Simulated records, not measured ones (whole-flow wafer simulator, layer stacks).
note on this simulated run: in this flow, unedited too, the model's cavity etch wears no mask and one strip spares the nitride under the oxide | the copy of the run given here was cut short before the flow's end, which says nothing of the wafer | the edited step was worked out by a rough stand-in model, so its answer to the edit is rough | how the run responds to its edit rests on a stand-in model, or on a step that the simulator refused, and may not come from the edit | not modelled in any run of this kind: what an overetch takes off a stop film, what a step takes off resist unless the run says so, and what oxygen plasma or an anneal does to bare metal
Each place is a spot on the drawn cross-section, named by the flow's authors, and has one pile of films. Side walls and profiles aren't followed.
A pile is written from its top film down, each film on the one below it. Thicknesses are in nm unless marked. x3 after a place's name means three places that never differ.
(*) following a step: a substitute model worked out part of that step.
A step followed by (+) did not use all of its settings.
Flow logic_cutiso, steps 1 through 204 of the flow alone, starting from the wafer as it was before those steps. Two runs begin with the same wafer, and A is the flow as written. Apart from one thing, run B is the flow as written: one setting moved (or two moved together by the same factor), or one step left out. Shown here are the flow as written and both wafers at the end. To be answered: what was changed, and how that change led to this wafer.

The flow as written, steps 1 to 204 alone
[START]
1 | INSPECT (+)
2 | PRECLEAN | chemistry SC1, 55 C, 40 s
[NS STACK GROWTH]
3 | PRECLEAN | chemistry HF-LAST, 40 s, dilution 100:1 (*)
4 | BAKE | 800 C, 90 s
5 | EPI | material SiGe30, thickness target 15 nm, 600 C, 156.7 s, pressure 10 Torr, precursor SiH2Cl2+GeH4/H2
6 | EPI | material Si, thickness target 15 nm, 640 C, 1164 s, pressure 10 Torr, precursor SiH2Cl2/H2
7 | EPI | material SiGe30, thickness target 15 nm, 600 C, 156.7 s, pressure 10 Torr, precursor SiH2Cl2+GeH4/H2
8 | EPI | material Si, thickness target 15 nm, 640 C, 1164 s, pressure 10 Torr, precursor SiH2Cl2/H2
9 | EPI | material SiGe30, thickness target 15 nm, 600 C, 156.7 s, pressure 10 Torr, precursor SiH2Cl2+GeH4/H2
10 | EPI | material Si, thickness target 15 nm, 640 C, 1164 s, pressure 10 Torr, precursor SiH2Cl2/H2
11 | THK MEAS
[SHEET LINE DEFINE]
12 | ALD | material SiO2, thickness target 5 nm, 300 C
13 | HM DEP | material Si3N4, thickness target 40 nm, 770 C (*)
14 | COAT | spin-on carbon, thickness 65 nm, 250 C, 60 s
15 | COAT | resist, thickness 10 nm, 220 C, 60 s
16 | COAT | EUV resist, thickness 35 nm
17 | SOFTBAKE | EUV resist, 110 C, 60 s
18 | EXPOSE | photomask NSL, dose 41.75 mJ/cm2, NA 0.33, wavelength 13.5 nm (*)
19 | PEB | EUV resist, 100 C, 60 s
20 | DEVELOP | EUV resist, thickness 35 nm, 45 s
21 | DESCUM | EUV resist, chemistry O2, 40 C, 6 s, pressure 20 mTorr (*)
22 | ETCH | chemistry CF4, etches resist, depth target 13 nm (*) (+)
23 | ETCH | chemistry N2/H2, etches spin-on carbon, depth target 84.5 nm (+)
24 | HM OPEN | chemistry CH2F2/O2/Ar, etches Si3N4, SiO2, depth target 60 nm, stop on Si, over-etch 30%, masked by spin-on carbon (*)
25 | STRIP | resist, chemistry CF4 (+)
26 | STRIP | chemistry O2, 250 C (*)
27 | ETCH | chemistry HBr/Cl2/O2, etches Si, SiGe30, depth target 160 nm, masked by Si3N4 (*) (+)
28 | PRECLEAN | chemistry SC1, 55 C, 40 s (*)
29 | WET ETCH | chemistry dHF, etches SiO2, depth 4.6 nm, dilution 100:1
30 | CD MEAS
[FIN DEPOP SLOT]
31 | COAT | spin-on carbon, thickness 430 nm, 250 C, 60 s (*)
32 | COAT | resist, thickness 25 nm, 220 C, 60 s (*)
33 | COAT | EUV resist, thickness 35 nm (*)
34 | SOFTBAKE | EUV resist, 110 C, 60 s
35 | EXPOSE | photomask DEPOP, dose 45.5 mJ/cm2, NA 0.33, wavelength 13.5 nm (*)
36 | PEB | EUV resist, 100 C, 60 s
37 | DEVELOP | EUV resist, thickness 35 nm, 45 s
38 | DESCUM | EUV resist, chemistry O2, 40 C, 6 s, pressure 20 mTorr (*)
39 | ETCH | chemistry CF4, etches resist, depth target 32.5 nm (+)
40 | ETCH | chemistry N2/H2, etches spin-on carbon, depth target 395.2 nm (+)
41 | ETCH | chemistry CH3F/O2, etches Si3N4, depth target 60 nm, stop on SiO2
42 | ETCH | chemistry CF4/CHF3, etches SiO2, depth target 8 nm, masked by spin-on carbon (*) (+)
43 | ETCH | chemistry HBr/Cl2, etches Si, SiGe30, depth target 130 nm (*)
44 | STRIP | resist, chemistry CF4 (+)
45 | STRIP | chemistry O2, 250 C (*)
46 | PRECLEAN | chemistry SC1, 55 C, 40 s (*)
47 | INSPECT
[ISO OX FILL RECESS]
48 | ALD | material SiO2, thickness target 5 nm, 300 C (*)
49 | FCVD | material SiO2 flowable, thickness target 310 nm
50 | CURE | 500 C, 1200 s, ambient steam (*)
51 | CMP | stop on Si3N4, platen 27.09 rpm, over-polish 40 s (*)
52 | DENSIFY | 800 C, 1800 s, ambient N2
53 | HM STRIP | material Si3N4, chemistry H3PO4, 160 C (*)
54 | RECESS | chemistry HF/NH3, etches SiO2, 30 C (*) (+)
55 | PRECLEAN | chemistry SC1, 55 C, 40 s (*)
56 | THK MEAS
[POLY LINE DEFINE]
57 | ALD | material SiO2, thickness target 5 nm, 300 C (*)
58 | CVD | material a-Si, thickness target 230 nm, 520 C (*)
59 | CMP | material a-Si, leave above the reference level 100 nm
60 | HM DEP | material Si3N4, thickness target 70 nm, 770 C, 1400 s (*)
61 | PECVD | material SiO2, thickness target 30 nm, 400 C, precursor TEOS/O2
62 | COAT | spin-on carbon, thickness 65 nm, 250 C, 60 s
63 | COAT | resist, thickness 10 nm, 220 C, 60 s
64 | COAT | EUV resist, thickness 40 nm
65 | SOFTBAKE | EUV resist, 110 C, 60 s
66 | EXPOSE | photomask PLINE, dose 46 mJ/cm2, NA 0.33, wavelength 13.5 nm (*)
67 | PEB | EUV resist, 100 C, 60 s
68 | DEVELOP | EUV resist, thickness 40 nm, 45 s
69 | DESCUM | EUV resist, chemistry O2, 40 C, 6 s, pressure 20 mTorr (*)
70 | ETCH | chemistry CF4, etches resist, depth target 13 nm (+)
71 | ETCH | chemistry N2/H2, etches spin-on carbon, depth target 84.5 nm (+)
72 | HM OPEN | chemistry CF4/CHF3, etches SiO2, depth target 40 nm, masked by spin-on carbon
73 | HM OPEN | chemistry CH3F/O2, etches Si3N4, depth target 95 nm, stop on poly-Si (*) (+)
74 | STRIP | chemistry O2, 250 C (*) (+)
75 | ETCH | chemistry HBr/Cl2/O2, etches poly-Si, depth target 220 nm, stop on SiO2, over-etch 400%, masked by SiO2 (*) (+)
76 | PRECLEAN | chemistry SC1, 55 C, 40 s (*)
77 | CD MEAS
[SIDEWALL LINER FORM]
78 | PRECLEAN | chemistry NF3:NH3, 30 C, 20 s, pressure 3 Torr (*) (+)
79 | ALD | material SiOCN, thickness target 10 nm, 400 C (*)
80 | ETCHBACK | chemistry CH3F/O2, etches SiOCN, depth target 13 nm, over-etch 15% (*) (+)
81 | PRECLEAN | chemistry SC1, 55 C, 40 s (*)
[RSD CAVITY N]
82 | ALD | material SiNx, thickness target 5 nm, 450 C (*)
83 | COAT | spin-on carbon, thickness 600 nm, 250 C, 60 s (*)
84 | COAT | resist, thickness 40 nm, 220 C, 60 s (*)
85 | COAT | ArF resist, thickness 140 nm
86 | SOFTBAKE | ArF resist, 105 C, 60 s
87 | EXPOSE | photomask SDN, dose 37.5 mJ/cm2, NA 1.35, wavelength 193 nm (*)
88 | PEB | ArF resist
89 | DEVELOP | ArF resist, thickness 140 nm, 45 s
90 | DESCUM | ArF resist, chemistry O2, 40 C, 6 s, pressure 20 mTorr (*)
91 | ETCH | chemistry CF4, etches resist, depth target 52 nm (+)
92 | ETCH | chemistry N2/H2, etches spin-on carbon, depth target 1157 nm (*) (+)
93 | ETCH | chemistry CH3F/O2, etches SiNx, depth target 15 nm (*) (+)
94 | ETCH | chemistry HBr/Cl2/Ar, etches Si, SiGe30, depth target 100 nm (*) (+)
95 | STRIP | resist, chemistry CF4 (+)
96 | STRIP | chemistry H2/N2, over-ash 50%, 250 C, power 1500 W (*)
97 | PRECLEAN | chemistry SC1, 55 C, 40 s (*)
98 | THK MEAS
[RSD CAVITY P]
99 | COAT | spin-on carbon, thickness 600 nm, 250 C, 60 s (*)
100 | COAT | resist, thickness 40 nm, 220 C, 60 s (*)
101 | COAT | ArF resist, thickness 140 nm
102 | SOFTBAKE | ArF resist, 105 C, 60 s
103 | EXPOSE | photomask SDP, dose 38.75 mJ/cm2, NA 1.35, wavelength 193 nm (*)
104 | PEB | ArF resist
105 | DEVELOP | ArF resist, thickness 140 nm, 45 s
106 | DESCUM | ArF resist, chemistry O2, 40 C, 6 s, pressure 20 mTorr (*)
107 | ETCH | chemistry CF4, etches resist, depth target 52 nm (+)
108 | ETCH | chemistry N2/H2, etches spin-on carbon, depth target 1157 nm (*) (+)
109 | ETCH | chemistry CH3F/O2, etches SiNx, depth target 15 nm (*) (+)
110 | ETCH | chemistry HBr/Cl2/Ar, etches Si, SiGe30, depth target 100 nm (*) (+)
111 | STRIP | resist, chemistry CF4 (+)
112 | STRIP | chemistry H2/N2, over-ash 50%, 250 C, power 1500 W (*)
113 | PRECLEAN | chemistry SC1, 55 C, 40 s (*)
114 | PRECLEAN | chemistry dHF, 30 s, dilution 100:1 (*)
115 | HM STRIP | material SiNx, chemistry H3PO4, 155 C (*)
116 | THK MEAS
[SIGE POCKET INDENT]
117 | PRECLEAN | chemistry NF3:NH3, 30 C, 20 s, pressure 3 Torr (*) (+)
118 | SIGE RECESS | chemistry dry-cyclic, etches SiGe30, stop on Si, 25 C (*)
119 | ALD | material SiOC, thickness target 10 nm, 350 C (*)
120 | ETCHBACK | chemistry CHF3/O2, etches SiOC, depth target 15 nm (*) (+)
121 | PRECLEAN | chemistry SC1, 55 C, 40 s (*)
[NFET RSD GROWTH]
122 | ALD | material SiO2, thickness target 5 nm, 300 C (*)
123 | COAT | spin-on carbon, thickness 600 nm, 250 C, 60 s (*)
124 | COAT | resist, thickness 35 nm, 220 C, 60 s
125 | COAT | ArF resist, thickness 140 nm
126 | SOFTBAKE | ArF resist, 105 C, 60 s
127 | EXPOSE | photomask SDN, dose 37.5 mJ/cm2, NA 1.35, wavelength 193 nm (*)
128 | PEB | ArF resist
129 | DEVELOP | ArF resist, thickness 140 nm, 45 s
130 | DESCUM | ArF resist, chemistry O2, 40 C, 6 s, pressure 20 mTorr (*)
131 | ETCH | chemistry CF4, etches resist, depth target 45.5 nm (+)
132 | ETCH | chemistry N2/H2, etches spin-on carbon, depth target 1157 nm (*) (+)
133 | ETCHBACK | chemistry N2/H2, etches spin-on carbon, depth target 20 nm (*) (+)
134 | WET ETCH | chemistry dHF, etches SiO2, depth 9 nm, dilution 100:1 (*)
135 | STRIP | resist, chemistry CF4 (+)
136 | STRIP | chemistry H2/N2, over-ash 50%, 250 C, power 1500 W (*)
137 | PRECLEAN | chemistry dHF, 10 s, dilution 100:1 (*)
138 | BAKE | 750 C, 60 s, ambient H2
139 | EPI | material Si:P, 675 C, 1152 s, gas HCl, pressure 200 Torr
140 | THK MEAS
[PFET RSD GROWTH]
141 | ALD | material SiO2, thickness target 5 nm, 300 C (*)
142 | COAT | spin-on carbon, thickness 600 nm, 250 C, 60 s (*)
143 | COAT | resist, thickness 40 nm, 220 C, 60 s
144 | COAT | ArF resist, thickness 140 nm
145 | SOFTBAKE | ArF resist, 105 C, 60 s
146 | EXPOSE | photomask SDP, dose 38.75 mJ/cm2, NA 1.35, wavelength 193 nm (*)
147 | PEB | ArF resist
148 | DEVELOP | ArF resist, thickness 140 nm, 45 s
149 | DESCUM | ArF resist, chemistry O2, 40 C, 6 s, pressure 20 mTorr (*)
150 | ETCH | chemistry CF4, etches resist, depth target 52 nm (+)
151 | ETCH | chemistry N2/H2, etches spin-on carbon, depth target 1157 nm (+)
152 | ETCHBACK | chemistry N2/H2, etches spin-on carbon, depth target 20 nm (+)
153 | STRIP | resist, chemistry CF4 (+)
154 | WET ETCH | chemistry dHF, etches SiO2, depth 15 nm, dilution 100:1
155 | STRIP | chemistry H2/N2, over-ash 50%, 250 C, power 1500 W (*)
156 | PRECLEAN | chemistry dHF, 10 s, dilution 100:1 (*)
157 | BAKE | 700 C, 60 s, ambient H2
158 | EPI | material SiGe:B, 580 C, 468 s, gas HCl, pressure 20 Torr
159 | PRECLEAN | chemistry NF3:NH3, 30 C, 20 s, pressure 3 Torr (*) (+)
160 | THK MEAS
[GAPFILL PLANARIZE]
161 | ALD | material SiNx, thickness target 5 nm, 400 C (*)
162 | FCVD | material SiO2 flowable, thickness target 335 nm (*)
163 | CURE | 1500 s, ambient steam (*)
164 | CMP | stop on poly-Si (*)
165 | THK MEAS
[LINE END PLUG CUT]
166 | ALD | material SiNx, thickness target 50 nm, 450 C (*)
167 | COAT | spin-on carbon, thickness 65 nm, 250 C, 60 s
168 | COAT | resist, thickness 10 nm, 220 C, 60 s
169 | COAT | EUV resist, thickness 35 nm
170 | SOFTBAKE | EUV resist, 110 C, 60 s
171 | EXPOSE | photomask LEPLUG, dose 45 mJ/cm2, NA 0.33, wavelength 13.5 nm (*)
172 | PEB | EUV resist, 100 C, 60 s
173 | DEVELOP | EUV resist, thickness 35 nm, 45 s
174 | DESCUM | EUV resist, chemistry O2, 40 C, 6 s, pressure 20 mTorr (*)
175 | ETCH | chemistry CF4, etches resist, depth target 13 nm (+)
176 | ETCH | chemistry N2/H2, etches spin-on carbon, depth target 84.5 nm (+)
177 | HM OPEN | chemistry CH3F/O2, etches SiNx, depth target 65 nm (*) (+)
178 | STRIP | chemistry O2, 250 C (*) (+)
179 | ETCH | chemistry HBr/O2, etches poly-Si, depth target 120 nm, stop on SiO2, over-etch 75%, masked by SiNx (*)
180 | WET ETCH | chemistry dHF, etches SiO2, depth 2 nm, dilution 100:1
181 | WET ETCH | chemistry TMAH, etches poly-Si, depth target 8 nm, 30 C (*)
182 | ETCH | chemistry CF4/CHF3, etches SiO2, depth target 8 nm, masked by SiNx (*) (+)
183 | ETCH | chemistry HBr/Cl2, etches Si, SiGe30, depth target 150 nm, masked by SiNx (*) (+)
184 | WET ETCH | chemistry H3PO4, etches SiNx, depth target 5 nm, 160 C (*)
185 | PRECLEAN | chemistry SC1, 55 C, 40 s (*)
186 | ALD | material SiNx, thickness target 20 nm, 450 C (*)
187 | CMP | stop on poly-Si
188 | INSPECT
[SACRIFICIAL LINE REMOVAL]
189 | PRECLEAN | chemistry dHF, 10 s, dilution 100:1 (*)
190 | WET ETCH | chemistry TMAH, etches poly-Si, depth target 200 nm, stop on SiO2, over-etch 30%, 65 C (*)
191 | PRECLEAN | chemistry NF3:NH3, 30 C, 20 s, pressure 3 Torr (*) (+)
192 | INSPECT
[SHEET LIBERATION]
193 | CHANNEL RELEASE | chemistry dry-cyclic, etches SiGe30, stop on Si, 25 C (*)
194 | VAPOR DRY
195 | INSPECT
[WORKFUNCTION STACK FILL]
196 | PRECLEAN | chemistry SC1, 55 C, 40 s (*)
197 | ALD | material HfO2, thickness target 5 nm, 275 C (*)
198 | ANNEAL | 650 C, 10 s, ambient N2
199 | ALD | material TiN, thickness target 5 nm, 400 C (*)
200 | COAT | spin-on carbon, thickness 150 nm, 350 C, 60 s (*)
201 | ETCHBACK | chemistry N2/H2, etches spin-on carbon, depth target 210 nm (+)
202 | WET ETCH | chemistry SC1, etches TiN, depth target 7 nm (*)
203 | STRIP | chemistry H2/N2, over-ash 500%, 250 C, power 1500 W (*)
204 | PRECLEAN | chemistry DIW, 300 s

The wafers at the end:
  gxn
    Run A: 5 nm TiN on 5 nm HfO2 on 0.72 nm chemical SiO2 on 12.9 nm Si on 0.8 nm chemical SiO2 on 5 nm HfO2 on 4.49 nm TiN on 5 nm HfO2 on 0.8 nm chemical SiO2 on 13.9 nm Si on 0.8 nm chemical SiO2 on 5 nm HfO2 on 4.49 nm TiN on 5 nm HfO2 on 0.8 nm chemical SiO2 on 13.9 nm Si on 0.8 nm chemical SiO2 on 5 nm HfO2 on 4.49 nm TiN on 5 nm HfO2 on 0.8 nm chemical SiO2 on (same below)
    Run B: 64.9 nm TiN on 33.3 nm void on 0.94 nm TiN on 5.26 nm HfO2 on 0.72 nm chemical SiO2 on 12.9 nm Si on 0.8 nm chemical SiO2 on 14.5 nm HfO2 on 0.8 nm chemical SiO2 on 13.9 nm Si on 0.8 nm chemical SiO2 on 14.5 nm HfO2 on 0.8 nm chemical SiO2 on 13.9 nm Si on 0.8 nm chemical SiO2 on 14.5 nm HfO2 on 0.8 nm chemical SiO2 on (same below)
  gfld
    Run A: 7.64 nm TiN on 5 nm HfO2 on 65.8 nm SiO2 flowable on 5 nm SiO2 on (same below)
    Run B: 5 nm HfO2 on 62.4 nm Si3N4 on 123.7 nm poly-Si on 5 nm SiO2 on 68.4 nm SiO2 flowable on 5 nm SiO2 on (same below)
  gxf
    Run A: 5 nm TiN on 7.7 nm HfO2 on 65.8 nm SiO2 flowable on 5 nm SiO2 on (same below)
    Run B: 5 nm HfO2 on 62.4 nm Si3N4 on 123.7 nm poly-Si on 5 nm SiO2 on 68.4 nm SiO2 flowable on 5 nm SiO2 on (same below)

Cause: step 58, CVD: thickness target 97.8 nm was run, whereas the flow has thickness target 230 nm.

The path from the change to this, step by step:
  58 | CVD | material a-Si, thickness target 230 nm, 520 C (*)
      gl, glp, gxn and 11 more: A a-Si gains 230 (new film) | B a-Si gains 97.8 (new film)
      depop, dpovl, isow, nsgap: A a-Si gains 319.4 (new film) | B a-Si gains 187.2 (new film)
      (as well as at 4 more places)
  59 | CMP | material a-Si, leave above the reference level 100 nm
      depop, dpovl, gl and 15 more: A a-Si loses 130 | B nothing
      gfld, gxf, iso, lnri: A a-Si loses 109.9 | B nothing
  60 | HM DEP | material Si3N4, thickness target 70 nm, 770 C, 1400 s (*)
      gl, glp, gxn and 11 more: A Si3N4 gains 70 (new film), poly-Si gains 100 (new film), a-Si loses 100 (all of it) | B Si3N4 gains 70 (new film), poly-Si gains 97.8 (new film), a-Si loses 97.8 (all of it)
      gfld, gxf, iso, lnri: A Si3N4 gains 70 (new film), poly-Si gains 189.4 (new film), a-Si loses 189.4 (all of it) | B Si3N4 gains 70 (new film), poly-Si gains 123.7 (new film), a-Si loses 123.7 (all of it)
  61 | PECVD | material SiO2, thickness target 30 nm, 400 C, precursor TEOS/O2
      gfld, gxf, iso, lnri: A SiO2 gains 30 (new film) | B SiO2 gains 26.2 (new film)
  62 | COAT | spin-on carbon, thickness 65 nm, 250 C, 60 s
      gl, glp, lnr, lnrp, rsdp, rsdx: A spin-on carbon gains 65 (new film) | B spin-on carbon gains 63.3 (new film)
      lnrt, plug, rsdn, rsdw, tap: A spin-on carbon gains 65 (new film) | B spin-on carbon gains 63.4 (new film)
      (as well as at 6 more places)
  63 | COAT | resist, thickness 10 nm, 220 C, 60 s
      gfld, lnri: A resist gains 10 (new film) | B resist gains 10.8 (new film)
      gxf, iso: A resist gains 10 (new film) | B resist gains 10.7 (new film)
  70 | ETCH | chemistry CF4, etches resist, depth target 13 nm (+)
      iso: A resist loses 10 (all of it), spin-on carbon loses 1.5 | B resist loses 10.7 (all of it), spin-on carbon loses 1.13
      lnri: A resist loses 10 (all of it), spin-on carbon loses 1.5 | B resist loses 10.8 (all of it), spin-on carbon loses 1.12
  71 | ETCH | chemistry N2/H2, etches spin-on carbon, depth target 84.5 nm (+)
      iso, lnri: A spin-on carbon loses 63.5 (all of it), SiO2 loses 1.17 | B spin-on carbon loses 84.5
      lnr, lnrp, lnrt, rsdn, rsdp, rsdw, rsdx: A spin-on carbon loses 63.5 (all of it), SiO2 loses 1.17 | B spin-on carbon loses 61.7 (all of it), SiO2 loses 1.27
  72 | HM OPEN | chemistry CF4/CHF3, etches SiO2, depth target 40 nm, masked by spin-on carbon
      iso, lnri: A SiO2 loses 28.8 (all of it), Si3N4 loses 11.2 | B spin-on carbon loses 40
      gfld: A resist loses 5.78 (all of it), spin-on carbon loses 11 | B resist loses 6.54 (all of it), spin-on carbon loses 10.8
      (as well as at 1 more place)
  73 | HM OPEN | chemistry CH3F/O2, etches Si3N4, depth target 95 nm, stop on poly-Si (*) (+)
      iso: A Si3N4 loses 58.8 (all of it) | B spin-on carbon loses 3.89 (all of it), SiO2 loses 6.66
      lnri: A Si3N4 loses 58.8 (all of it) | B spin-on carbon loses 3.88 (all of it), SiO2 loses 6.66
  74 | STRIP | chemistry O2, 250 C (*) (+)
      iso, lnri: A chemical SiO2 gains 0.79 (new film), poly-Si loses 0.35 | B nothing
      gl, glp, plug, tap: A spin-on carbon loses 11.9 (all of it) | B spin-on carbon loses 10.3 (all of it)
      (as well as at 4 more places)
  75 | ETCH | chemistry HBr/Cl2/O2, etches poly-Si, depth target 220 nm, stop on SiO2, over-etch 400%, masked by SiO2 (*) (+)
      lnr, lnrp, lnrt, rsdn, rsdp, rsdw, rsdx: A chemical SiO2 loses 0.79 (all of it), poly-Si loses 99.7 (all of it), SiO2 loses 5 (all of it) | B chemical SiO2 loses 0.81 (all of it), poly-Si loses 97.4 (all of it), SiO2 loses 5 (all of it), chemical SiO2 loses 0.01
      iso, lnri: A chemical SiO2 loses 0.79 (all of it), poly-Si loses 189.1 (all of it), SiO2 loses 4.55 | B SiO2 loses 7.29
      (as well as at 13 more places)
  78 | PRECLEAN | chemistry NF3:NH3, 30 C, 20 s, pressure 3 Torr (*) (+)
      iso, lnri: A SiO2 loses 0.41 (all of it), SiO2 flowable loses 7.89 | B SiO2 loses 7.83
  80 | ETCHBACK | chemistry CH3F/O2, etches SiOCN, depth target 13 nm, over-etch 15% (*) (+)
      iso: A SiOCN loses 10 (all of it), SiO2 flowable loses 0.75 | B SiOCN loses 10 (all of it), SiO2 loses 0.75
      lnri: A SiOCN gains 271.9 | B SiOCN loses 10 (all of it), SiO2 loses 0.75
  83 | COAT | spin-on carbon, thickness 600 nm, 250 C, 60 s (*)
      gfld, gxf: A spin-on carbon gains 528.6 (new film) | B spin-on carbon gains 604.5 (new film)
      iso: A spin-on carbon gains 813.5 (new film) | B spin-on carbon gains 611.1 (new film)
      (as well as at 1 more place)
  96 | STRIP | chemistry H2/N2, over-ash 50%, 250 C, power 1500 W (*)
      gfld, gxf: A spin-on carbon loses 528.6 (all of it) | B spin-on carbon loses 604.5 (all of it)
      iso: A spin-on carbon loses 813.5 (all of it) | B spin-on carbon loses 611.1 (all of it)
      (as well as at 1 more place)
  ... 26 further steps ...
  203 | STRIP | chemistry H2/N2, over-ash 500%, 250 C, power 1500 W (*)
      gxn, gxp: A spin-on carbon loses 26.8 (all of it) | B nothing
      gfld: A spin-on carbon loses 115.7 (all of it) | B nothing
      (as well as at 4 more places)
Taking metal films that touch as one body, gxn has 2 bodies (between them, from the top down: void 33.3); the flow as written gives 4 bodies (between them, from the top down: HfO2 5 / chemical SiO2 0.72 / Si 12.9 / chemical SiO2 0.8 / HfO2 5; HfO2 5 / chemical SiO2 0.8 / Si 13.9 / chemical SiO2 0.8 / HfO2 5; HfO2 5 / chemical SiO2 0.8 / Si 13.9 / chemical SiO2 0.8 / HfO2 5).
Taking metal films that touch as one body, gfld has 0 bodies; the flow as written gives 1 body.
Taking metal films that touch as one body, gxf has 0 bodies; the flow as written gives 1 body.
